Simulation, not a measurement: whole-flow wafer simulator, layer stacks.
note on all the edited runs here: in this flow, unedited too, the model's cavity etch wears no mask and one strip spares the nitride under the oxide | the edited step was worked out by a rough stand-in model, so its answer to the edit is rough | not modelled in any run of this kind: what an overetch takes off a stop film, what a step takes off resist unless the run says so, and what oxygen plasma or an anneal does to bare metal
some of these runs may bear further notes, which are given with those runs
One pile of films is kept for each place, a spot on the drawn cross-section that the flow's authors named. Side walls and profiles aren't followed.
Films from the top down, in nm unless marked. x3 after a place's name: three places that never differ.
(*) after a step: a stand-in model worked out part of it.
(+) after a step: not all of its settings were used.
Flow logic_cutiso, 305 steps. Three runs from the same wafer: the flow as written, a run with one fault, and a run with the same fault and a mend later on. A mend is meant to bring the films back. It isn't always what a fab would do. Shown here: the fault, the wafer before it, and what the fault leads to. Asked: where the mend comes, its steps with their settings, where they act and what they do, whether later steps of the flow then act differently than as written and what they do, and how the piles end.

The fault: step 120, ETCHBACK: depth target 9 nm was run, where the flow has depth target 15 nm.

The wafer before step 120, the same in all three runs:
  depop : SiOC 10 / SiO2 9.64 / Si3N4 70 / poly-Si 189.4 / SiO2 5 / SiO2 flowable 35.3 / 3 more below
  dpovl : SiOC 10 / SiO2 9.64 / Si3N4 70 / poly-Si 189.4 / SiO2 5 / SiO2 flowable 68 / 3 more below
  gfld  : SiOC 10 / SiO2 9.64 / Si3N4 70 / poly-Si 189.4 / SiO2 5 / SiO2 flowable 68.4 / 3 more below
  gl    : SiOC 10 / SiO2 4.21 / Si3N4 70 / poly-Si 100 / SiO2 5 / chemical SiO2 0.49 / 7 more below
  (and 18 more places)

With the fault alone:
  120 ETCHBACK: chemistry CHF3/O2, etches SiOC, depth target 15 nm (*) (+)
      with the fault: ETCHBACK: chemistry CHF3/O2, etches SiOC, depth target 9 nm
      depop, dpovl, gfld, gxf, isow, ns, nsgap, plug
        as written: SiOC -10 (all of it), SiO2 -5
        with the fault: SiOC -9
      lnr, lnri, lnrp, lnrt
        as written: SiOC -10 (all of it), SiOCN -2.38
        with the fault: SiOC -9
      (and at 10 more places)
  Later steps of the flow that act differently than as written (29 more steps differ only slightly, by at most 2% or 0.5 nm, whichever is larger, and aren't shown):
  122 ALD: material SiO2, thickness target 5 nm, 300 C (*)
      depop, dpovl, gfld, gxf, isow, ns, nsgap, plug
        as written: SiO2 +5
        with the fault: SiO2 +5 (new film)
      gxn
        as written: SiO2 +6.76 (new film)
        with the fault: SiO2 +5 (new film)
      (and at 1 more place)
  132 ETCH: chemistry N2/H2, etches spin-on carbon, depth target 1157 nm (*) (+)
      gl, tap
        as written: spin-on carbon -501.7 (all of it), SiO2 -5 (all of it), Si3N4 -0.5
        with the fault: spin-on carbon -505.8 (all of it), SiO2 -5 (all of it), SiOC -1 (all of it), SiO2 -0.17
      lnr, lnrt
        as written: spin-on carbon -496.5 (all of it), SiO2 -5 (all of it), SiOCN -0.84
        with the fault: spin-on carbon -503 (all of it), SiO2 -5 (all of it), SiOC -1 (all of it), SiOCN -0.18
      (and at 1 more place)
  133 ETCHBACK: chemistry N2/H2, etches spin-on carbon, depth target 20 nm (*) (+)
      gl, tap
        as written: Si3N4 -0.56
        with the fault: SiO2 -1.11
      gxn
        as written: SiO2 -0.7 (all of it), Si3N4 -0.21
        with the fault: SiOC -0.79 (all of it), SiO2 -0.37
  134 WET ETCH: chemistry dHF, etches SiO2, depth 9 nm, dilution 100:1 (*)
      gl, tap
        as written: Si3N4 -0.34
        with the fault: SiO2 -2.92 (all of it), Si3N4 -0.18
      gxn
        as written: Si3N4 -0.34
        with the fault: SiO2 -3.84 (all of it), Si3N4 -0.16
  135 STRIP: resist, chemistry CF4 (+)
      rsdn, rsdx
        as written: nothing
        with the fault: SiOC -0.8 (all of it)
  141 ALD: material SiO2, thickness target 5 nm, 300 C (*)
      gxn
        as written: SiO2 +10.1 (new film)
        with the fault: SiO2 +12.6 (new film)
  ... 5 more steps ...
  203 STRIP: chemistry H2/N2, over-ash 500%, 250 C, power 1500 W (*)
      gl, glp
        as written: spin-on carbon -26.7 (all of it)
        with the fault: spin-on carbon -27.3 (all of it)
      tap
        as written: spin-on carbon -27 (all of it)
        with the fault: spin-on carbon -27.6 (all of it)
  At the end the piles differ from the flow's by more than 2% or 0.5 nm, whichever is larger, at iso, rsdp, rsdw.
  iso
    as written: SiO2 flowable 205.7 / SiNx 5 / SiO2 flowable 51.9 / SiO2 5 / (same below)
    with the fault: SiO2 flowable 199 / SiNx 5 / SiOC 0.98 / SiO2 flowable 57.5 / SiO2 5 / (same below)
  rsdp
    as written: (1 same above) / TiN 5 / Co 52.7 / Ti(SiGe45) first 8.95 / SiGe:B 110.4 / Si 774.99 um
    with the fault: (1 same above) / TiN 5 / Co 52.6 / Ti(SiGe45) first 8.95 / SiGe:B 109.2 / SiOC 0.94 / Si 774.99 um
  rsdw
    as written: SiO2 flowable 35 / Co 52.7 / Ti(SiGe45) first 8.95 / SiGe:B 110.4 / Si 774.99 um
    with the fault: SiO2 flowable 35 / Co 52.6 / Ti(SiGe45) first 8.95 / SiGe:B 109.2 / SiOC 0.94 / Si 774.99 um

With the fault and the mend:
  The mend comes after step 120.
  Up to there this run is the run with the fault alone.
  120a ETCHBACK: chemistry CHF3/O2, etches SiOC, depth target 6 nm (*) (+) (the flow's step 120 once more, with other settings)
      depop, dpovl, gfld, gxf, isow, ns, nsgap, plug
        SiOC -1 (all of it), SiO2 -5
      lnr, lnri, lnrp, lnrt
        SiOC -1 (all of it), SiOCN -2.38
      rsdn, rsdp, rsdw, rsdx
        SiOC -1 (all of it)
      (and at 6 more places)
  No later step of the flow acts differently than as written, at any place that is followed, by more than 2% or 0.5 nm, whichever is larger.
  At the end the piles are the same as the flow's at every place that both follow.
